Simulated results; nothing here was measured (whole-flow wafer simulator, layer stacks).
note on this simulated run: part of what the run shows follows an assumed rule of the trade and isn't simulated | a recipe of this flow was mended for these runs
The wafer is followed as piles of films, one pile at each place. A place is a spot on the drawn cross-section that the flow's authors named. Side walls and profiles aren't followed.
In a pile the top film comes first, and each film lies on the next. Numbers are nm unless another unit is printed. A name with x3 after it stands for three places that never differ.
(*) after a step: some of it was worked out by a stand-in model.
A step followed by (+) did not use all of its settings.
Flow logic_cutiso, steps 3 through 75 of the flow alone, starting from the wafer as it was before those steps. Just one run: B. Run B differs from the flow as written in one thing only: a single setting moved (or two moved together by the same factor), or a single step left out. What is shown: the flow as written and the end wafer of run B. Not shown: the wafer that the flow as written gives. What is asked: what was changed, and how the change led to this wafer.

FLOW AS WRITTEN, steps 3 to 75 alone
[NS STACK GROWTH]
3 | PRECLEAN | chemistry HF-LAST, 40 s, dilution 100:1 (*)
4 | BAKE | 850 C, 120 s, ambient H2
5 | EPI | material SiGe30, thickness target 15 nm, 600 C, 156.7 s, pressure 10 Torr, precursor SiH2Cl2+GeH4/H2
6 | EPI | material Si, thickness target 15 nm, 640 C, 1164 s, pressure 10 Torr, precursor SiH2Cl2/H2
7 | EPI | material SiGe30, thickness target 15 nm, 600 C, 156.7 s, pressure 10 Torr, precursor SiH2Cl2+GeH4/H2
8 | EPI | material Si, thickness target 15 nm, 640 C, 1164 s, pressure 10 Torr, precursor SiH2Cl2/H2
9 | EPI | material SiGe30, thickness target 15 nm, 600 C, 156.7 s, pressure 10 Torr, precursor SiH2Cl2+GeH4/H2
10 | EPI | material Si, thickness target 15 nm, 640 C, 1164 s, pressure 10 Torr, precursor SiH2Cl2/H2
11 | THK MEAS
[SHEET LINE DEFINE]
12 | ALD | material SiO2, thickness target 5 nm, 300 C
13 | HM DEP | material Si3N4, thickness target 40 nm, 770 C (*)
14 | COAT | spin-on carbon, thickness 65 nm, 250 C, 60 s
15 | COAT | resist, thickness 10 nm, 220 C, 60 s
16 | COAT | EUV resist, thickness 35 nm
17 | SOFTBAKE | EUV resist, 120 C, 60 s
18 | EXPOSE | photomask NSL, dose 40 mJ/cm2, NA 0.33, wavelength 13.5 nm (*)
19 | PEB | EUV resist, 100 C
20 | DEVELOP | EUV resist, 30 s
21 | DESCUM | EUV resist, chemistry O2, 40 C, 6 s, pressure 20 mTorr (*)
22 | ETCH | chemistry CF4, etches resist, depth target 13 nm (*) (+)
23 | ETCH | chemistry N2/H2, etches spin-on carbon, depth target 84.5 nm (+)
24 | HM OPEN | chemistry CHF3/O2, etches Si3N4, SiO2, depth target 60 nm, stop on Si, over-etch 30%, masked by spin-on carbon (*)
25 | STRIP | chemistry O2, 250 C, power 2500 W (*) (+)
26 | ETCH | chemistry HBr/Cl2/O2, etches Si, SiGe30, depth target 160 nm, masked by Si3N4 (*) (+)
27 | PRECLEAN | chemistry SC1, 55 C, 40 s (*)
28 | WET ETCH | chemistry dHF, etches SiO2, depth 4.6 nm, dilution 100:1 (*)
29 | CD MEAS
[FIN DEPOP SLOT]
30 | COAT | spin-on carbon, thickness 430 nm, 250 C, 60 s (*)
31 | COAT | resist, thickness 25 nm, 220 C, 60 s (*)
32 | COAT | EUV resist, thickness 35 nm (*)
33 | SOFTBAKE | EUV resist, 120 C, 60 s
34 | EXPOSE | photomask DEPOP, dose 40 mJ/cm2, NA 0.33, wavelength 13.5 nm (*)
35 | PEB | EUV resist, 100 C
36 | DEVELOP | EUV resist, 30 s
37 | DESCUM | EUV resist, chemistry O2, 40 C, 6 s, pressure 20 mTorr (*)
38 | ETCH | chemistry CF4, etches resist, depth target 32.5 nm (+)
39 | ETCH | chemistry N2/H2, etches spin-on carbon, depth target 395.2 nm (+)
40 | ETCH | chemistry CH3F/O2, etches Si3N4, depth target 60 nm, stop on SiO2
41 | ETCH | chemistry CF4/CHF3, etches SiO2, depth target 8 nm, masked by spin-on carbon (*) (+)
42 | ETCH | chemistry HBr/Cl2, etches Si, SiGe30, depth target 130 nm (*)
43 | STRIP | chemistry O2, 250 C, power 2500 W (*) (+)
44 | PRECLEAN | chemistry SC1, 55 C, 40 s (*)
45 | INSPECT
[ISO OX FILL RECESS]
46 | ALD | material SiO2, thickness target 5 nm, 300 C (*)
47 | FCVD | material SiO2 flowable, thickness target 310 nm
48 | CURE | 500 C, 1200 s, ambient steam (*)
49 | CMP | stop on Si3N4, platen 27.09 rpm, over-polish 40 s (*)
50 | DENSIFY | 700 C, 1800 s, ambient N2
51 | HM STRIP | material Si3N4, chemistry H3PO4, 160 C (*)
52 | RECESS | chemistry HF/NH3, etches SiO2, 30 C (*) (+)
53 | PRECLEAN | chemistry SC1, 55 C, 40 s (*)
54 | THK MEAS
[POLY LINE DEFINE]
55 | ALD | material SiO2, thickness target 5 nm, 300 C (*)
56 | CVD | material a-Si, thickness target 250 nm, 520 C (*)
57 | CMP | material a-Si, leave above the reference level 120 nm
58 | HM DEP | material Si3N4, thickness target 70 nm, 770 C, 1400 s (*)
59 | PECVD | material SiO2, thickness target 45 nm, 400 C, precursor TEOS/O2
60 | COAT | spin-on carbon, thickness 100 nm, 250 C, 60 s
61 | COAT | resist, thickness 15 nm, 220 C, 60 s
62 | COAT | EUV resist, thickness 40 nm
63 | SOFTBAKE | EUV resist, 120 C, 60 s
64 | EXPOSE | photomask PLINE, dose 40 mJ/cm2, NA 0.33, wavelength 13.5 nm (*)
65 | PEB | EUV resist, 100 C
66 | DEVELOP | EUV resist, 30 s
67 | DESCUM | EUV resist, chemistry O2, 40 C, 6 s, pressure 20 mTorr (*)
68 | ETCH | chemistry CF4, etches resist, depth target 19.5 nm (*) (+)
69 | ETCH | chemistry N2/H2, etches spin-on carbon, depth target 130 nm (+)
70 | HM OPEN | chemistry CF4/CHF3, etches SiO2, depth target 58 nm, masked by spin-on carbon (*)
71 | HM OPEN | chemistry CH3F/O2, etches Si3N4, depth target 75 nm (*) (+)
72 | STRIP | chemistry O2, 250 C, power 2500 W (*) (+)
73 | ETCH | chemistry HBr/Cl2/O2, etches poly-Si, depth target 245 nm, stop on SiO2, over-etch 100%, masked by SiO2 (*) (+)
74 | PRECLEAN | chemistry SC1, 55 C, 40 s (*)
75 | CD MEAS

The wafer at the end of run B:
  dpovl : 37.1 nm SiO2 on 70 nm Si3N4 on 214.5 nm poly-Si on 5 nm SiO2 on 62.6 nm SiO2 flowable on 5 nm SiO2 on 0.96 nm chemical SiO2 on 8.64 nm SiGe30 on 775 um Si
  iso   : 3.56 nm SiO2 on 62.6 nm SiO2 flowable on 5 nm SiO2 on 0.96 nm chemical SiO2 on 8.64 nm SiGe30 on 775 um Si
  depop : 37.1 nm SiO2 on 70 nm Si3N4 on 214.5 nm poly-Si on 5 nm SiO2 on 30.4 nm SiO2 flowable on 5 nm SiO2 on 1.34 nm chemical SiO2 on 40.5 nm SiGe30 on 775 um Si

The reason: step 5, EPI: 701 C was run, whereas the flow has 600 C.

How this came from the change, step by step:
  5 | EPI | material SiGe30, thickness target 15 nm, 600 C, 156.7 s, pressure 10 Torr, precursor SiH2Cl2+GeH4/H2
      depop, dpovl, gfld and 19 more: SiGe30 gains 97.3 (new film) (as written it would have been: SiGe30 gains 15 (new film))
  26 | ETCH | chemistry HBr/Cl2/O2, etches Si, SiGe30, depth target 160 nm, masked by Si3N4 (*) (+)
      dpovl, gfld, gxf, iso, isow, lnri, nsgap: chemical SiO2 loses 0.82 (all of it), Si loses 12 (all of it), SiGe30 loses 15 (all of it), Si loses 15 (all of it), SiGe30 loses 15 (all of it), Si loses 15 (all of it), SiGe30 loses 88 (as written it would have been: chemical SiO2 loses 0.82 (all of it), Si loses 12 (all of it), SiGe30 loses 15 (all of it), Si loses 15 (all of it), SiGe30 loses 15 (all of it), Si loses 15 (all of it), SiGe30 loses 15 (all of it), Si loses 73)
  42 | ETCH | chemistry HBr/Cl2, etches Si, SiGe30, depth target 130 nm (*)
      depop: Si loses 13.8 (all of it), SiGe30 loses 15 (all of it), Si loses 15 (all of it), SiGe30 loses 15 (all of it), Si loses 15 (all of it), SiGe30 loses 56.2 (as written it would have been: Si loses 13.8 (all of it), SiGe30 loses 15 (all of it), Si loses 15 (all of it), SiGe30 loses 15 (all of it), Si loses 15 (all of it), SiGe30 loses 15 (all of it), Si loses 41.2)
  43 | STRIP | chemistry O2, 250 C, power 2500 W (*) (+)
      depop: chemical SiO2 gains 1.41 (new film), SiGe30 loses 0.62 (as written it would have been: chemical SiO2 gains 1.04 (new film), Si loses 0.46)
